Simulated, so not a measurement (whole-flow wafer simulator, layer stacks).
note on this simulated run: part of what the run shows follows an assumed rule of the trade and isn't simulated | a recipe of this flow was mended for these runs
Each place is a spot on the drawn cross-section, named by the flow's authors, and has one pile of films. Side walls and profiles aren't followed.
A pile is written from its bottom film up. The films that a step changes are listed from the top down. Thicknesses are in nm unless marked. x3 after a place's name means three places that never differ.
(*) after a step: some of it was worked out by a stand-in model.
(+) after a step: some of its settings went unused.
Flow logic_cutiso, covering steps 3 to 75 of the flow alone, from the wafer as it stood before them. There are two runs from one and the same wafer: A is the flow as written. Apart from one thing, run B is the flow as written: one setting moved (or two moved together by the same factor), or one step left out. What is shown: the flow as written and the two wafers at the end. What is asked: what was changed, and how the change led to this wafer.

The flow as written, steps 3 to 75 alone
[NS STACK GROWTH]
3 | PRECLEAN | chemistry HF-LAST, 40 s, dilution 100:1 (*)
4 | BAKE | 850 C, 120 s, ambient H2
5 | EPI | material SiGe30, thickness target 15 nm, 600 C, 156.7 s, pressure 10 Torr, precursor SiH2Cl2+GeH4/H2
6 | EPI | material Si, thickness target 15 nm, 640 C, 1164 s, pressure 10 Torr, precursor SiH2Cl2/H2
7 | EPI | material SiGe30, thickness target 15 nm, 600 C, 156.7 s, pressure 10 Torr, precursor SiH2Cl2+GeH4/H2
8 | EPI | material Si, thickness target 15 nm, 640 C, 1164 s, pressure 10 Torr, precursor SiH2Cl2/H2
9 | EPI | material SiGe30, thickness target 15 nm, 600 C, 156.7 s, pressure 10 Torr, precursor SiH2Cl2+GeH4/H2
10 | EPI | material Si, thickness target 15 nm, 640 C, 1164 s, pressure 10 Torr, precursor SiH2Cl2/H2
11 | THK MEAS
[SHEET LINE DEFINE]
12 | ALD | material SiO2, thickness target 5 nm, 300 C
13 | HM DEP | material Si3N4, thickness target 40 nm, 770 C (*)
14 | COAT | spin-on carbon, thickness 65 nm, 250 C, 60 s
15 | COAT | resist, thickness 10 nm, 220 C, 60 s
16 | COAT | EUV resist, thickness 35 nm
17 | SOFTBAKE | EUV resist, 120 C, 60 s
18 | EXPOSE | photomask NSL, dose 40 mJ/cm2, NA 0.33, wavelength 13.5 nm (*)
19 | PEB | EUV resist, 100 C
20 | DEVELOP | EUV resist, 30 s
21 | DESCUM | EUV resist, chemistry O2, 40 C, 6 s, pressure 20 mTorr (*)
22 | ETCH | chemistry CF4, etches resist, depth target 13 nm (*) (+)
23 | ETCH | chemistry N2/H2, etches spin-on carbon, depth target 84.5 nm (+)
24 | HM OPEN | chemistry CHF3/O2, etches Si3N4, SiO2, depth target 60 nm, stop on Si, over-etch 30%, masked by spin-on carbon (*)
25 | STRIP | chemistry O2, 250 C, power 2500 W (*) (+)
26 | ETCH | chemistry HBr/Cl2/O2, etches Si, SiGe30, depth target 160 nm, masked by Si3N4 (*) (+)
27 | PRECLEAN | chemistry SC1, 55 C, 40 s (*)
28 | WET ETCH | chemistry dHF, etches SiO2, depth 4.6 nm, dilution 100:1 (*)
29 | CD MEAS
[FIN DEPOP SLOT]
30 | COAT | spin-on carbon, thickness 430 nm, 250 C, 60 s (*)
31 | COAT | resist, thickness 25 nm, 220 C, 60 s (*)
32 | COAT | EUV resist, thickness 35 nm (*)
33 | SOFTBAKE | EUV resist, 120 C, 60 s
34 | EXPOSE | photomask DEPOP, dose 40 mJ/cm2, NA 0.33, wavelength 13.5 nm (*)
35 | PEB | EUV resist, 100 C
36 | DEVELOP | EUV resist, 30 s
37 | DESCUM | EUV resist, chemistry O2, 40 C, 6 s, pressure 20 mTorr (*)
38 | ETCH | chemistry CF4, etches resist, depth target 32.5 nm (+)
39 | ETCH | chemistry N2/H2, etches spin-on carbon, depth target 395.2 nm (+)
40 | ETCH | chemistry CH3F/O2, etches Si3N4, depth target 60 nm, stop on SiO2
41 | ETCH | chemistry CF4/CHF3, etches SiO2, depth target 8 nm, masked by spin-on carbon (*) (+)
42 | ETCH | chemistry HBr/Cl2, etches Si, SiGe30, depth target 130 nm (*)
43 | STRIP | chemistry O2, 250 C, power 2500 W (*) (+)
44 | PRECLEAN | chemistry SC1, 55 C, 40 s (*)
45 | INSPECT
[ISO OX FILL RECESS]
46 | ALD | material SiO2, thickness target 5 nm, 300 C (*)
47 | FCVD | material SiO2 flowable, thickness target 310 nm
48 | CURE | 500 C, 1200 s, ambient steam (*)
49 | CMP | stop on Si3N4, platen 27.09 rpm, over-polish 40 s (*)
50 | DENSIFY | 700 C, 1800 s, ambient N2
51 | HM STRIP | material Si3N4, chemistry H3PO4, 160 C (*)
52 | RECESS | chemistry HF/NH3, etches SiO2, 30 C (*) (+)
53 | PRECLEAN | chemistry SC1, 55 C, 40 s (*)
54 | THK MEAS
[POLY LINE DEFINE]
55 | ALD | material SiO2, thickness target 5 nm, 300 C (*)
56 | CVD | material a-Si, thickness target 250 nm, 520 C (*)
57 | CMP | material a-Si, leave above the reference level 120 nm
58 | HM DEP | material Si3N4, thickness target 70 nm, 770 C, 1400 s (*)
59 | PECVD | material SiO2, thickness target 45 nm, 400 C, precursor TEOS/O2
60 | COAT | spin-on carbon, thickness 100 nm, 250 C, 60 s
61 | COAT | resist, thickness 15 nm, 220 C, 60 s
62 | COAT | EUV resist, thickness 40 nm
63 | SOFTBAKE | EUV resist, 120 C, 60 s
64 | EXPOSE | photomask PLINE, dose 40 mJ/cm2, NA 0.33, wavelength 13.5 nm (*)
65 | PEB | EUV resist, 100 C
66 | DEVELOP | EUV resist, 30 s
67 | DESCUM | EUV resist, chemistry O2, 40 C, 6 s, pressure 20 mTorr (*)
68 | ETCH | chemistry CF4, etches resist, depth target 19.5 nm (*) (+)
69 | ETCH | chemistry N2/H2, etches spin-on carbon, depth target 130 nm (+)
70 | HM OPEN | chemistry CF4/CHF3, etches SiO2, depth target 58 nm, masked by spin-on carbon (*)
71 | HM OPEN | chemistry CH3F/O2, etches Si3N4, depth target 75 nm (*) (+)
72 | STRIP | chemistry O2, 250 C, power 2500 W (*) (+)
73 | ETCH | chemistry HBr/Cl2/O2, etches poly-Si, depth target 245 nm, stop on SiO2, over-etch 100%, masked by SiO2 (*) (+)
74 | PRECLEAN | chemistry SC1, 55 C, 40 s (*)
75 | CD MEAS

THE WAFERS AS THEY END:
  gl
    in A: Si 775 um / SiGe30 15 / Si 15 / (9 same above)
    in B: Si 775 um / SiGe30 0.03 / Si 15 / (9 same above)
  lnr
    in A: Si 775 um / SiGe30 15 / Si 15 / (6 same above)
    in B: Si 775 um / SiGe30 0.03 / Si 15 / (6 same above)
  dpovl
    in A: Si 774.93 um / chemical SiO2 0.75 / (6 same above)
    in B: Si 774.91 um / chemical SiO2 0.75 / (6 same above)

Cause: step 5, EPI: 420 C was run, while the flow as written has 600 C.

The path from the change to this, step by step:
  5 | EPI | material SiGe30, thickness target 15 nm, 600 C, 156.7 s, pressure 10 Torr, precursor SiH2Cl2+GeH4/H2
      depop, dpovl, gfld and 19 more: A +15 SiGe30 (new film) | B +0.03 SiGe30 (new film)
  26 | ETCH | chemistry HBr/Cl2/O2, etches Si, SiGe30, depth target 160 nm, masked by Si3N4 (*) (+)
      dpovl, gfld, gxf, iso, isow, lnri, nsgap: A -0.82 chemical SiO2 (all of it), -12 Si (all of it), -15 SiGe30 (all of it), -15 Si (all of it), -15 SiGe30 (all of it), -15 Si (all of it), -15 SiGe30 (all of it), -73 Si | B -0.82 chemical SiO2 (all of it), -12 Si (all of it), -15 SiGe30 (all of it), -15 Si (all of it), -15 SiGe30 (all of it), -15 Si (all of it), -0.03 SiGe30 (all of it), -88 Si
  42 | ETCH | chemistry HBr/Cl2, etches Si, SiGe30, depth target 130 nm (*)
      depop: A -13.8 Si (all of it), -15 SiGe30 (all of it), -15 Si (all of it), -15 SiGe30 (all of it), -15 Si (all of it), -15 SiGe30 (all of it), -41.2 Si | B -13.8 Si (all of it), -15 SiGe30 (all of it), -15 Si (all of it), -15 SiGe30 (all of it), -15 Si (all of it), -0.03 SiGe30 (all of it), -56.2 Si
